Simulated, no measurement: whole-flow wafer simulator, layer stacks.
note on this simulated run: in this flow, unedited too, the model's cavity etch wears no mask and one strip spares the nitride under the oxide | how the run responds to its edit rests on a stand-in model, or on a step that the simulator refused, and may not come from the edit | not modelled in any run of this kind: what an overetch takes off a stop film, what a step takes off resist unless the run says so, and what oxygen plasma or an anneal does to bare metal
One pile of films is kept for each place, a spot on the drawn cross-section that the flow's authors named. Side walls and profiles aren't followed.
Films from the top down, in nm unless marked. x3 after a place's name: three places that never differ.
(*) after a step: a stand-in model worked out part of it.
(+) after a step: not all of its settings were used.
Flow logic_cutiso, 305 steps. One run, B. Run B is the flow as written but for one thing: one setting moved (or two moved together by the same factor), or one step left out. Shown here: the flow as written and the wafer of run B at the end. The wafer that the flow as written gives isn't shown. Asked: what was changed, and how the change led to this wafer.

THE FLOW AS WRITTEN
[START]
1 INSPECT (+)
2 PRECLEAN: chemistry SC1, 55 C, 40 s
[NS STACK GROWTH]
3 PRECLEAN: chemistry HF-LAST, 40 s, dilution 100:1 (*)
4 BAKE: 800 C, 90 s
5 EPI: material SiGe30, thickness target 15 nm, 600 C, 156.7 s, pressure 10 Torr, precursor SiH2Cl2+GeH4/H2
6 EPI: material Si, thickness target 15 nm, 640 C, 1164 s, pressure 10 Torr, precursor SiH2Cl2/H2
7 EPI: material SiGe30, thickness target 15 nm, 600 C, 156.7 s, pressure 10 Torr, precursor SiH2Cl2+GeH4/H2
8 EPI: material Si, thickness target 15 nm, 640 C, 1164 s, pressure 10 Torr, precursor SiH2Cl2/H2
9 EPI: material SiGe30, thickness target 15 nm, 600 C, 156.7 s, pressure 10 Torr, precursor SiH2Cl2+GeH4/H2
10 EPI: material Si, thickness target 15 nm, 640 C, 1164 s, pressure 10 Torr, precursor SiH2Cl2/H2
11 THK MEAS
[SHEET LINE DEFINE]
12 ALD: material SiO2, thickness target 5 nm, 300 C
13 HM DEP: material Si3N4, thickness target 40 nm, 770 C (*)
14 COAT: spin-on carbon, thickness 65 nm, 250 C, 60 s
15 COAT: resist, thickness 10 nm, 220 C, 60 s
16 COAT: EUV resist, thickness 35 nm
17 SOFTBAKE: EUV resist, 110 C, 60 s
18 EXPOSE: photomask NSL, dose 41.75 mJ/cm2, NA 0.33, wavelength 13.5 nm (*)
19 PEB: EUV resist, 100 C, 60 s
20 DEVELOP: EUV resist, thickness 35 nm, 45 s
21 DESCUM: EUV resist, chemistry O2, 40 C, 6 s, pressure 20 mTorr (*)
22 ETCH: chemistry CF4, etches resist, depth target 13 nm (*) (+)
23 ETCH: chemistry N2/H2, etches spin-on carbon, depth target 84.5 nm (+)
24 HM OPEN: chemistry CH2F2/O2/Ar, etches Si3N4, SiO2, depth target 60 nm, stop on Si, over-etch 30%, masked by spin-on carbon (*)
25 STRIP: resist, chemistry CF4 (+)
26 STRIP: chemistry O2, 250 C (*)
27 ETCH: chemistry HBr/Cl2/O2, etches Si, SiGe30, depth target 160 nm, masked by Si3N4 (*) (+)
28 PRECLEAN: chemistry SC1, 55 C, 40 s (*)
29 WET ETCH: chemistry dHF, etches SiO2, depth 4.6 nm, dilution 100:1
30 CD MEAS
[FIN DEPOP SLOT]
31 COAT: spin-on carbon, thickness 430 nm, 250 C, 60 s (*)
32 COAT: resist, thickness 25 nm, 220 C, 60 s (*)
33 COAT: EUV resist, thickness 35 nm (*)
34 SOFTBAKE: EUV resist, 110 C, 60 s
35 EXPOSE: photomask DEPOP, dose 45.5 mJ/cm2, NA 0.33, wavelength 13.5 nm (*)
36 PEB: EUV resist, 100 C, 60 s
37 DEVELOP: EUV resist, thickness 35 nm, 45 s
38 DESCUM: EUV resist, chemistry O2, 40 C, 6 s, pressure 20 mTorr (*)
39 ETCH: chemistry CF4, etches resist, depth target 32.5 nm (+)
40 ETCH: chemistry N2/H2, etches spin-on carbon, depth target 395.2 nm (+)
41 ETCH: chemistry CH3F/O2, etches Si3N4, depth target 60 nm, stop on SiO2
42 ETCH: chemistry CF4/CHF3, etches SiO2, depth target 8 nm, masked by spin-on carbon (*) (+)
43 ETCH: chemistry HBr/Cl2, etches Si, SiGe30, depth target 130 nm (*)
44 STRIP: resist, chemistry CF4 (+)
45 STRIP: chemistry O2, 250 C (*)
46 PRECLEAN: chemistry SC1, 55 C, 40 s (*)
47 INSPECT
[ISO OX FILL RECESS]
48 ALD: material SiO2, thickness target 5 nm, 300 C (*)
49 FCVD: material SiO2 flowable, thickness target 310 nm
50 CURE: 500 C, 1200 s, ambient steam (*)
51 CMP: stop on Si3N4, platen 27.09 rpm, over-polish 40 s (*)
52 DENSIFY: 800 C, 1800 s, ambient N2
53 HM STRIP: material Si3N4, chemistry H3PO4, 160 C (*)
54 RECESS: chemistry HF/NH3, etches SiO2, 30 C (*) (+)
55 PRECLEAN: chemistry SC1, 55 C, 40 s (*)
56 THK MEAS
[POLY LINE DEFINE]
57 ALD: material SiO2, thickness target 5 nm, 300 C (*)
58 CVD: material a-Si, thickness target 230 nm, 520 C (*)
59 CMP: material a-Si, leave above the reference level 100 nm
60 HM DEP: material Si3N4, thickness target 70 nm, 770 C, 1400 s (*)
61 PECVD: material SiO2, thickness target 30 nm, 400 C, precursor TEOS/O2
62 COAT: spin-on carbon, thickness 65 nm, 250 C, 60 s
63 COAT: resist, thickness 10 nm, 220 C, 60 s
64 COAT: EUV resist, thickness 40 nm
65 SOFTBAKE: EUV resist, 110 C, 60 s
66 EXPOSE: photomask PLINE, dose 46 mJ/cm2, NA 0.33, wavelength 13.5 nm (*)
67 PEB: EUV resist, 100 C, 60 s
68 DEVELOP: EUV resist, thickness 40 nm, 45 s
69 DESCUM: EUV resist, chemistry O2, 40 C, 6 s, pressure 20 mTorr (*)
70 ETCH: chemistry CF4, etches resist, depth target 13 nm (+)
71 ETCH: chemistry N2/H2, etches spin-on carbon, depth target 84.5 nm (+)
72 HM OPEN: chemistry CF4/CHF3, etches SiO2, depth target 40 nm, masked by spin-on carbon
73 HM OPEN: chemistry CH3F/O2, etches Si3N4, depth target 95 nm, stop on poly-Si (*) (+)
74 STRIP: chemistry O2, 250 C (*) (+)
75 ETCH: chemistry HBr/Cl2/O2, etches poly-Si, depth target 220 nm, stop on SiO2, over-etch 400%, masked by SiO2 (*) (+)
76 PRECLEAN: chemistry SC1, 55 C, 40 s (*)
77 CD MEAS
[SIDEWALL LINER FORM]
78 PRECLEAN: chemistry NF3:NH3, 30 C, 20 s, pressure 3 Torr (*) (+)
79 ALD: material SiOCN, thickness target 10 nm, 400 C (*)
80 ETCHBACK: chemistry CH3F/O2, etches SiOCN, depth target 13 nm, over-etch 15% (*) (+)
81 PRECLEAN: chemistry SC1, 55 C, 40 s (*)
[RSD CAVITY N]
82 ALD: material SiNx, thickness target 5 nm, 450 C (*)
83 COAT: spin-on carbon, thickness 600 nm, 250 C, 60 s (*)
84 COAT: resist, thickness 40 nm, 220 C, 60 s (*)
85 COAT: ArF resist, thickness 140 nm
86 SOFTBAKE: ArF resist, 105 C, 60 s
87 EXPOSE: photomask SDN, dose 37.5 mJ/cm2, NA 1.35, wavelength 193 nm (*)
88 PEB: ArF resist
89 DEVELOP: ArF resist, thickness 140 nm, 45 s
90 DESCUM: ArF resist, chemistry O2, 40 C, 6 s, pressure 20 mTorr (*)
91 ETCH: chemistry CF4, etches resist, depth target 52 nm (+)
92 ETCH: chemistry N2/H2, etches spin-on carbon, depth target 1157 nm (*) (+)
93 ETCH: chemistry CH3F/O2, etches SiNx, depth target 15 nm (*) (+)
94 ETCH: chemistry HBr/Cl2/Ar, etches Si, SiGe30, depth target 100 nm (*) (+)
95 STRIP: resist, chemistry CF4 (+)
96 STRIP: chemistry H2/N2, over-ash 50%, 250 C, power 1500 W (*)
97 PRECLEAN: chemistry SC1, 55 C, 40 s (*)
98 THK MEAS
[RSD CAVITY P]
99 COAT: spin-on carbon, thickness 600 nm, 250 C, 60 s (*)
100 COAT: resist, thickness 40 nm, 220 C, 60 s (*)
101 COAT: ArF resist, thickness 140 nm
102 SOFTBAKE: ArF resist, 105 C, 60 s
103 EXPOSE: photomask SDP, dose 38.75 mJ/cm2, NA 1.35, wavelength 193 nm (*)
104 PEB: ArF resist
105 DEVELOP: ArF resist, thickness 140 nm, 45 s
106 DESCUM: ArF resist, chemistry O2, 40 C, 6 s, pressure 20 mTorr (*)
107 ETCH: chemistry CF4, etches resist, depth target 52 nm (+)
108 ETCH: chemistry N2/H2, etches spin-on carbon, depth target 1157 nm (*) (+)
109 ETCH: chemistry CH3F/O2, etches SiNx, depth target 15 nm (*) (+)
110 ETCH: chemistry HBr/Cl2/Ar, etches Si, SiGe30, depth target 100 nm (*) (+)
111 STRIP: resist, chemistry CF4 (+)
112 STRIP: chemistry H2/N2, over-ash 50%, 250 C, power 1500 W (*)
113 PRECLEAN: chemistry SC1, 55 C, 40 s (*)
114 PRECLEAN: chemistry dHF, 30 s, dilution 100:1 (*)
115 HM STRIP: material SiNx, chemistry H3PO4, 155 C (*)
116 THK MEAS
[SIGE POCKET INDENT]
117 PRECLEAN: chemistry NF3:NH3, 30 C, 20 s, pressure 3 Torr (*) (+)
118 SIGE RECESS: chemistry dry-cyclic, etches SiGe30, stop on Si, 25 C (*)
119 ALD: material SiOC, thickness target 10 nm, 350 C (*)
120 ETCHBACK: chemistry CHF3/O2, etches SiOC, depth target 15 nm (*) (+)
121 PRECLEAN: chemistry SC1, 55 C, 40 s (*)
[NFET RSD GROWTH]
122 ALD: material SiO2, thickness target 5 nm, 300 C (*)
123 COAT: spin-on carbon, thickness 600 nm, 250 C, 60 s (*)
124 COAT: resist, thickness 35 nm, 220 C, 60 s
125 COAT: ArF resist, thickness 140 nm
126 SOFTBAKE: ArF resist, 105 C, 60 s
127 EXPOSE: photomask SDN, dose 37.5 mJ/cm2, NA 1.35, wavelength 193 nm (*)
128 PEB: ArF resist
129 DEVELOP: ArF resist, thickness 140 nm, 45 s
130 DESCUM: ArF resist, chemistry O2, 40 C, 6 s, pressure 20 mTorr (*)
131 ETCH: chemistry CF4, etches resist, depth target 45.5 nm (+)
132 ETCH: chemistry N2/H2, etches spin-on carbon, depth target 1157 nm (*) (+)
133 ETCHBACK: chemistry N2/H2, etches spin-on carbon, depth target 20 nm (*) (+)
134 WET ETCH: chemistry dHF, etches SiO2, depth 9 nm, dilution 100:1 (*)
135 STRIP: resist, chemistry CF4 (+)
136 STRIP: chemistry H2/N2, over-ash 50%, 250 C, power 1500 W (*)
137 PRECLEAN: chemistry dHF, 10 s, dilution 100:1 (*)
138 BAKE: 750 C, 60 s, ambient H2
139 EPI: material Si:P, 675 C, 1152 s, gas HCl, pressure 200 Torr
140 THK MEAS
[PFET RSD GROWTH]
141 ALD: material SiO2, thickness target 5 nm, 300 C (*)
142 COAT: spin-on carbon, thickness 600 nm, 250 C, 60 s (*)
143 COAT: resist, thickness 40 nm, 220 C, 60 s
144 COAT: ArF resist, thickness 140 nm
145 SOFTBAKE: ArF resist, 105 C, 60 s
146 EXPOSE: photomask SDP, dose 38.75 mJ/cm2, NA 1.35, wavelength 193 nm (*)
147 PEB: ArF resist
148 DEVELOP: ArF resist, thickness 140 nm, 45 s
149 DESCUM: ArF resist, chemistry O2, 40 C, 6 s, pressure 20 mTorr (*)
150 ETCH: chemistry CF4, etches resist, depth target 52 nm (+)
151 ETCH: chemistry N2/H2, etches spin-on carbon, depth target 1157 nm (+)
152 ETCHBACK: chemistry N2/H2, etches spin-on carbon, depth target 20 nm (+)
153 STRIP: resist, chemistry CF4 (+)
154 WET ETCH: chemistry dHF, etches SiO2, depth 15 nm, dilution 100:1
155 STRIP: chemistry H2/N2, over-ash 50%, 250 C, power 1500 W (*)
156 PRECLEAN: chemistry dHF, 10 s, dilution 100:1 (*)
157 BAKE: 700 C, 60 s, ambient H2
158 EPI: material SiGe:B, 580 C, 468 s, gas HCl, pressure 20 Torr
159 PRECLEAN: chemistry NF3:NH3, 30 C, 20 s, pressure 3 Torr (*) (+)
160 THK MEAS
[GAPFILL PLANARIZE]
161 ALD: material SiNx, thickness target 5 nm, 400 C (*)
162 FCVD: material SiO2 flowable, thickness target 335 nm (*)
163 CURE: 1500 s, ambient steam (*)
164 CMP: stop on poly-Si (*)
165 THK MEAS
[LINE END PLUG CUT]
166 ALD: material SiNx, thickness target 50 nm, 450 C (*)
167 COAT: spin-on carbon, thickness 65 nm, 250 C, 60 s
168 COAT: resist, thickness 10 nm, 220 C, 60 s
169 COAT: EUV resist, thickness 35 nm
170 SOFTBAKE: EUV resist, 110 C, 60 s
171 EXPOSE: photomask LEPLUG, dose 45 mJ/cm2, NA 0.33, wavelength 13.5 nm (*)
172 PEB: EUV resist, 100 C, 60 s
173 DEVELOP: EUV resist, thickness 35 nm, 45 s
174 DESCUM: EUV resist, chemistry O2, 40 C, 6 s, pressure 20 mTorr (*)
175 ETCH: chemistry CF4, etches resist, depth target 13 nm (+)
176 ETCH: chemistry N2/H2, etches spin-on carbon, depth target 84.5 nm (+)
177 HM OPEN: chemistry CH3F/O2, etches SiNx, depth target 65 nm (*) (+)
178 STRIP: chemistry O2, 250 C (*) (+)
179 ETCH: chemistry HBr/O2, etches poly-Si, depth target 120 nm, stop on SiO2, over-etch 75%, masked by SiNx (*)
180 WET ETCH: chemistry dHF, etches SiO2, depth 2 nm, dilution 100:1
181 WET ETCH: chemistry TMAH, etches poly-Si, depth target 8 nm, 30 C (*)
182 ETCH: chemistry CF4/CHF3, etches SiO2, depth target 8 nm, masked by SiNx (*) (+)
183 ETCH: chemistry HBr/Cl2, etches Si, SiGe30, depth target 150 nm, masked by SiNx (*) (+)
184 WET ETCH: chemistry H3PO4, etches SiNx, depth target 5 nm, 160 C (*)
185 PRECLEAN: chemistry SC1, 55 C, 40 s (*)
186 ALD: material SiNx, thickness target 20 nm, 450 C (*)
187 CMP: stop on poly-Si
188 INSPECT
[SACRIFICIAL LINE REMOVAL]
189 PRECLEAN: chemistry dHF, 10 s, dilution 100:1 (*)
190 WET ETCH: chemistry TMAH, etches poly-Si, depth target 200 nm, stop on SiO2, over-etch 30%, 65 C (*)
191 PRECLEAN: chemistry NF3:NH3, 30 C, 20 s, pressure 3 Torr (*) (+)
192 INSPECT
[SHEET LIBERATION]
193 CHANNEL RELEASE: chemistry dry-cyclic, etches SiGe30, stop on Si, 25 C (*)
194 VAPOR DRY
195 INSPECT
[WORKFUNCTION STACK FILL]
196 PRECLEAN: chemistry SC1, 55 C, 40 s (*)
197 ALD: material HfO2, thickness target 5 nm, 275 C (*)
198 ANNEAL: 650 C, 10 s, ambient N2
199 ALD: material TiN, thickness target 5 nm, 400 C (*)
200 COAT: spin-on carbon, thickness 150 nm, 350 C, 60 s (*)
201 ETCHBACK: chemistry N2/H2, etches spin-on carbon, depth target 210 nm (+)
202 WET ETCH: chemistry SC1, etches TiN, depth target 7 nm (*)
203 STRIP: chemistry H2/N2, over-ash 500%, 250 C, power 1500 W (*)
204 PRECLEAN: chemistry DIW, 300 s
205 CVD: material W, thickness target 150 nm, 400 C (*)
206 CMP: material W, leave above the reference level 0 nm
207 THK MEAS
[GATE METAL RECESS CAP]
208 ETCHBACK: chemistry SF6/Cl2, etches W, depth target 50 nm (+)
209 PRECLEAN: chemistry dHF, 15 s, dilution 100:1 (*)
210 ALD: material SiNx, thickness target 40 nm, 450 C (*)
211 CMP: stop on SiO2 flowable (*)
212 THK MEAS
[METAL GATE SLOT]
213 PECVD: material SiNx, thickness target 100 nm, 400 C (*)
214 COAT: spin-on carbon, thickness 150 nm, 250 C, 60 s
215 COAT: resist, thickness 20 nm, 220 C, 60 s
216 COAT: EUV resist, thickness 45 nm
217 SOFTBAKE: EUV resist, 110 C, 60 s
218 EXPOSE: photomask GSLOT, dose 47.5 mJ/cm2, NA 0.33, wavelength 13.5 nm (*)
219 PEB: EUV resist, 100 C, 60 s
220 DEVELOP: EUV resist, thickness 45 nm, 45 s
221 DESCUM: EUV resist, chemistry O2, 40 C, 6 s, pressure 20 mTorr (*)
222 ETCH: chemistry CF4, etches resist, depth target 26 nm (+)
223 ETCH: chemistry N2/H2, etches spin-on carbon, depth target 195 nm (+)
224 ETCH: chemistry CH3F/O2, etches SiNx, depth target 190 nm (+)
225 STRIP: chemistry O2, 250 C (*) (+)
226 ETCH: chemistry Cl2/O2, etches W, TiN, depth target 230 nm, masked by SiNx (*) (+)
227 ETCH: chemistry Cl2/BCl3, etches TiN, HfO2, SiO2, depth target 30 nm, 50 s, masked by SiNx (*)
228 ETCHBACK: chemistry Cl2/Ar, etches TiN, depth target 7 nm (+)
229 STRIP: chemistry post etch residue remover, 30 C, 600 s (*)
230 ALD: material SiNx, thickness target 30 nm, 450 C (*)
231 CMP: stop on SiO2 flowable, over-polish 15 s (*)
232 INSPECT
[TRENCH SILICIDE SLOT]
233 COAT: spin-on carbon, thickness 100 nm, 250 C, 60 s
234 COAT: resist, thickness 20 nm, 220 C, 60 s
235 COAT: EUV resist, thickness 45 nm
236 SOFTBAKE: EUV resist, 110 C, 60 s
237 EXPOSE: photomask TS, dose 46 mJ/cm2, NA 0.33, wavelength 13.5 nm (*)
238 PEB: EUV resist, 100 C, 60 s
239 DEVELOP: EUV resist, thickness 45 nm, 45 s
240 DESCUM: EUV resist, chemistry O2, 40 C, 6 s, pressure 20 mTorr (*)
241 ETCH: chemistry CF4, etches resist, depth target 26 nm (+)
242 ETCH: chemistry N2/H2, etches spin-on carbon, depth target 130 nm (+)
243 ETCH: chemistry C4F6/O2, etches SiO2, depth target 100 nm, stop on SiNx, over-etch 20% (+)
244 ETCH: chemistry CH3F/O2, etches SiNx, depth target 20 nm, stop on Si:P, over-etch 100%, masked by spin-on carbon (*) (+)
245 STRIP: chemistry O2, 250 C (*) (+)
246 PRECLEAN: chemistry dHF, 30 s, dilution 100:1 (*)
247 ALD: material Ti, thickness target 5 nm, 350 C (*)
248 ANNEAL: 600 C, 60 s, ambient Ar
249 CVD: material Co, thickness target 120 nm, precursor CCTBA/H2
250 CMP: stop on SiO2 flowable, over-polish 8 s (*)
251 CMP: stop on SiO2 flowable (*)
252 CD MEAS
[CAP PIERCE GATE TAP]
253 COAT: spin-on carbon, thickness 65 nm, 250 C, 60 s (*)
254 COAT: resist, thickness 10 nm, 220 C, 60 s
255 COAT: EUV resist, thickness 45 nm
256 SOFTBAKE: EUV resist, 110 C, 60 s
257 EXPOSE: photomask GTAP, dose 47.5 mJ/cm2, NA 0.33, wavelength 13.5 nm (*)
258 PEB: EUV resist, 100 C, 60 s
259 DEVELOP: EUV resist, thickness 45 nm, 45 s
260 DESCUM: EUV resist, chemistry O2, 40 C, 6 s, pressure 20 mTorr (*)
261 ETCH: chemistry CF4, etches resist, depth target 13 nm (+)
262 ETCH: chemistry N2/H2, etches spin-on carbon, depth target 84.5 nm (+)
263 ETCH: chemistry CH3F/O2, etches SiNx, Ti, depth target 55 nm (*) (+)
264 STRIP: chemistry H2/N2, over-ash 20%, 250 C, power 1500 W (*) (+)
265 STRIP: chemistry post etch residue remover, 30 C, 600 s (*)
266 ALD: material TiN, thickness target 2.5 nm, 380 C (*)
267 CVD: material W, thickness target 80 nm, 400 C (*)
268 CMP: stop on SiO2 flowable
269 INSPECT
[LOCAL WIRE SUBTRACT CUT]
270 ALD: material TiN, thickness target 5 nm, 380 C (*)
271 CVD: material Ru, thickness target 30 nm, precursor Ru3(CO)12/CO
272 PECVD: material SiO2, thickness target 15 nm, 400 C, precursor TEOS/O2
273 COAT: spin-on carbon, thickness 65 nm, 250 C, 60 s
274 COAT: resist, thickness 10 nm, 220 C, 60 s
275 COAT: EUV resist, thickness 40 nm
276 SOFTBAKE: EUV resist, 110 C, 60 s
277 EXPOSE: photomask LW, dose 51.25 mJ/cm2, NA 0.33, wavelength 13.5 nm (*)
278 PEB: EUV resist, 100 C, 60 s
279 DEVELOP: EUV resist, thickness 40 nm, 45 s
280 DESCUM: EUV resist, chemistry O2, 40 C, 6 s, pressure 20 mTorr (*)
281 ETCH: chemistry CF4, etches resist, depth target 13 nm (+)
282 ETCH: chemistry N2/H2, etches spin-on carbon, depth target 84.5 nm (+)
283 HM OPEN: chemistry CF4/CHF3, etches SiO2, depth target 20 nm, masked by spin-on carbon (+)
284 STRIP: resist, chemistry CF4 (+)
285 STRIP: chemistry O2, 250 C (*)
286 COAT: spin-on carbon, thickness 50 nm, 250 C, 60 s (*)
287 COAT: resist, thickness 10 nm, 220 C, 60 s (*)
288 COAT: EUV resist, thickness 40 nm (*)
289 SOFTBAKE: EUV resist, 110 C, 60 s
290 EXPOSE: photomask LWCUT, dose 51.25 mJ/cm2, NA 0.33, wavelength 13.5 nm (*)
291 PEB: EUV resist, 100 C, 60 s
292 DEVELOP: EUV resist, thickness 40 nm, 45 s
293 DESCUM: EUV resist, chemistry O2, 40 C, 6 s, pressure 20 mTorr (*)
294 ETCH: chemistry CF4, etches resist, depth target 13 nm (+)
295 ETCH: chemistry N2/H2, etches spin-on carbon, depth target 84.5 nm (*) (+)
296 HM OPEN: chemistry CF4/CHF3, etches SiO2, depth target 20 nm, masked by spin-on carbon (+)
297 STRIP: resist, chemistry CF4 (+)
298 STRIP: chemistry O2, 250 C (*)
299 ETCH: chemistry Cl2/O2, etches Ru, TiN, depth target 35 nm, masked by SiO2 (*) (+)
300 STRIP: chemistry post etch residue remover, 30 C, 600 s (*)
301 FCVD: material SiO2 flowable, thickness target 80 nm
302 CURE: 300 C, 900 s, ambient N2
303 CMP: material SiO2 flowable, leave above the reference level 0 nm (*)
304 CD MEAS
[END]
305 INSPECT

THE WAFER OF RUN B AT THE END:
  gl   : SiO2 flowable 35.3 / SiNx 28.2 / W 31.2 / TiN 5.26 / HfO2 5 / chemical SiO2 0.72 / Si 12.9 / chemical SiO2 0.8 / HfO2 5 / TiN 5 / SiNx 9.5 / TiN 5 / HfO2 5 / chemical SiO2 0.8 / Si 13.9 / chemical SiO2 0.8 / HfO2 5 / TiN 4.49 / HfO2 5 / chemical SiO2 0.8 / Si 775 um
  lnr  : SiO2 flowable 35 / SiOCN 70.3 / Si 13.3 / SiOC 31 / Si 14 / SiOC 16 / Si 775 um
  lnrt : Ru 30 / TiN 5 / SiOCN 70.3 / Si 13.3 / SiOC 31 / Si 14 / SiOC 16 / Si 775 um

The cause: step 8, EPI: material Si, thickness target 15 nm, 640 C, 1164 s, pressure 10 Torr, precursor SiH2Cl2/H2, was left out.

How the change led to this, step by step:
  9 EPI: material SiGe30, thickness target 15 nm, 600 C, 156.7 s, pressure 10 Torr, precursor SiH2Cl2+GeH4/H2
      depop, dpovl, gfld and 19 more: SiGe30 +15 (as written it would be: SiGe30 +15 (new film))
  27 ETCH: chemistry HBr/Cl2/O2, etches Si, SiGe30, depth target 160 nm, masked by Si3N4 (*) (+)
      gfld, gxf, iso, lnri: chemical SiO2 -0.79 (all of it), Si -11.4 (all of it), SiGe30 -30 (all of it), Si -15 (all of it), SiGe30 -15 (all of it), Si -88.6 (as written it would be: chemical SiO2 -0.79 (all of it), Si -11.4 (all of it), SiGe30 -15 (all of it), Si -15 (all of it), SiGe30 -15 (all of it), Si -15 (all of it), SiGe30 -15 (all of it), Si -73.6)
      dpovl, nsgap: chemical SiO2 -0.79 (all of it), Si -11.8 (all of it), SiGe30 -30 (all of it), Si -15 (all of it), SiGe30 -15 (all of it), Si -88.2 (as written it would be: chemical SiO2 -0.79 (all of it), Si -11.8 (all of it), SiGe30 -15 (all of it), Si -15 (all of it), SiGe30 -15 (all of it), Si -15 (all of it), SiGe30 -15 (all of it), Si -73.2)
      (and at 1 more place)
  43 ETCH: chemistry HBr/Cl2, etches Si, SiGe30, depth target 130 nm (*)
      depop: Si -14 (all of it), SiGe30 -30 (all of it), Si -15 (all of it), SiGe30 -15 (all of it), Si -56 (as written it would be: Si -14 (all of it), SiGe30 -15 (all of it), Si -15 (all of it), SiGe30 -15 (all of it), Si -15 (all of it), SiGe30 -15 (all of it), Si -41)
  94 ETCH: chemistry HBr/Cl2/Ar, etches Si, SiGe30, depth target 100 nm (*) (+)
      rsdn, rsdx: chemical SiO2 -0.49 (all of it), Si -12.8 (all of it), SiGe30 -30 (all of it), Si -15 (all of it), SiGe30 -15 (all of it), Si -27.2 (as written it would be: chemical SiO2 -0.49 (all of it), Si -12.8 (all of it), SiGe30 -15 (all of it), Si -15 (all of it), SiGe30 -15 (all of it), Si -15 (all of it), SiGe30 -15 (all of it), Si -12.2)
  110 ETCH: chemistry HBr/Cl2/Ar, etches Si, SiGe30, depth target 100 nm (*) (+)
      rsdp, rsdw: chemical SiO2 -0.49 (all of it), Si -12.8 (all of it), SiGe30 -30 (all of it), Si -15 (all of it), SiGe30 -15 (all of it), Si -27.2 (as written it would be: chemical SiO2 -0.49 (all of it), Si -12.8 (all of it), SiGe30 -15 (all of it), Si -15 (all of it), SiGe30 -15 (all of it), Si -15 (all of it), SiGe30 -15 (all of it), Si -12.2)
  118 SIGE RECESS: chemistry dry-cyclic, etches SiGe30, stop on Si, 25 C (*)
      lnr, lnrp, lnrt: under 1 film: Si -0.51, cavity +31 (new film), SiGe30 -30 (all of it), Si -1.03, cavity +16 (new film), SiGe30 -15 (all of it), Si -0.51 (as written it would be: SiOCN -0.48, Si -0.51, cavity +16 (new film), SiGe30 -15 (all of it), Si -1.03, cavity +16 (new film), SiGe30 -15 (all of it), Si -1.03, cavity +16 (new film), SiGe30 -15 (all of it), Si -0.51)
  119 ALD: material SiOC, thickness target 10 nm, 350 C (*)
      lnr, lnrp, lnrt: SiOC +10 (new film), SiOC +31 (new film), cavity -31 (all of it), SiOC +16 (new film), cavity -16 (all of it) (as written it would be: SiOC +10 (new film), SiOC +16 (new film), cavity -16 (all of it), SiOC +16 (new film), cavity -16 (all of it), SiOC +16 (new film), cavity -16 (all of it))
  120 ETCHBACK: chemistry CHF3/O2, etches SiOC, depth target 15 nm (*) (+)
      gxn: SiOC -11.2 (all of it), SiO2 -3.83 (as written it would be: SiOC -11 (all of it), SiO2 -4.21 (all of it))
      gxp: SiOC -11.1 (all of it), SiO2 -3.86 (as written it would be: SiOC -11 (all of it), SiO2 -4.25 (all of it))
  122 ALD: material SiO2, thickness target 5 nm, 300 C (*)
      gxn: SiO2 +6.56 (as written it would be: SiO2 +6.76 (new film))
      gxp: SiO2 +6.54 (as written it would be: SiO2 +6.75 (new film))
  183 ETCH: chemistry HBr/Cl2, etches Si, SiGe30, depth target 150 nm, masked by SiNx (*) (+)
      plug: Si -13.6 (all of it), SiGe30 -30 (all of it), Si -15 (all of it), SiGe30 -15 (all of it), Si -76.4 (as written it would be: Si -13.6 (all of it), SiGe30 -15 (all of it), Si -15 (all of it), SiGe30 -15 (all of it), Si -15 (all of it), SiGe30 -15 (all of it), Si -61.4)
  193 CHANNEL RELEASE: chemistry dry-cyclic, etches SiGe30, stop on Si, 25 C (*)
      gl, glp, gxn, gxp, ns, tap: chemical SiO2 +0.8 (new film), Si -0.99, chemical SiO2 +0.8 (new film), cavity +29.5 (new film), chemical SiO2 +0.8 (new film), SiGe30 -30 (all of it), Si -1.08, chemical SiO2 +0.8 (new film), cavity +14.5 (new film), chemical SiO2 +0.8 (new film), SiGe30 -15 (all of it), Si -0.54 (as written it would be: chemical SiO2 +0.8 (new film), Si -0.99, chemical SiO2 +0.8 (new film), cavity +14.5 (new film), chemical SiO2 +0.8 (new film), SiGe30 -15 (all of it), Si -1.08, chemical SiO2 +0.8 (new film), cavity +14.5 (new film), chemical SiO2 +0.8 (new film), SiGe30 -15 (all of it), Si -1.08, chemical SiO2 +0.8 (new film), cavity +14.5 (new film), chemical SiO2 +0.8 (new film), SiGe30 -15 (all of it), Si -0.54)
  197 ALD: material HfO2, thickness target 5 nm, 275 C (*)
      gl, glp, gxn, gxp, ns, tap: HfO2 +5 (new film), HfO2 +5 (new film), cavity -10, HfO2 +5 (new film), HfO2 +5 (new film), cavity -10, HfO2 +5 (new film) (as written it would be: HfO2 +5 (new film), HfO2 +5 (new film), cavity -10, HfO2 +5 (new film), HfO2 +5 (new film), cavity -10, HfO2 +5 (new film), HfO2 +5 (new film), cavity -10, HfO2 +5 (new film))
  199 ALD: material TiN, thickness target 5 nm, 400 C (*)
      gl, glp, tap: TiN +5.26 (new film), TiN +5 (new film), cavity -10, TiN +5 (new film), TiN +4.49 (new film), cavity -4.49 (all of it) (as written it would be: TiN +5.26 (new film), TiN +4.49 (new film), cavity -4.49 (all of it), TiN +4.49 (new film), cavity -4.49 (all of it), TiN +4.49 (new film), cavity -4.49 (all of it))
      gxn, gxp, ns: TiN +5 (new film), TiN +5 (new film), cavity -10, TiN +5 (new film), TiN +4.49 (new film), cavity -4.49 (all of it) (as written it would be: TiN +5 (new film), TiN +4.49 (new film), cavity -4.49 (all of it), TiN +4.49 (new film), cavity -4.49 (all of it), TiN +4.49 (new film), cavity -4.49 (all of it))
  202 WET ETCH: chemistry SC1, etches TiN, depth target 7 nm (*)
      ns: TiN -5 (all of it), TiN -5 (all of it), cavity +10, TiN -5 (all of it) (as written it would be: TiN -5 (all of it))
  210 ALD: material SiNx, thickness target 40 nm, 450 C (*)
      gl, glp, gxn, gxp, tap: SiNx +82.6 (new film), SiNx +9.5 (new film), cavity -9.5 (all of it) (as written it would be: SiNx +82.6 (new film))
      ns: SiNx +40 (new film), SiNx +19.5 (new film), cavity -19.5 (all of it) (as written it would be: SiNx +40 (new film))
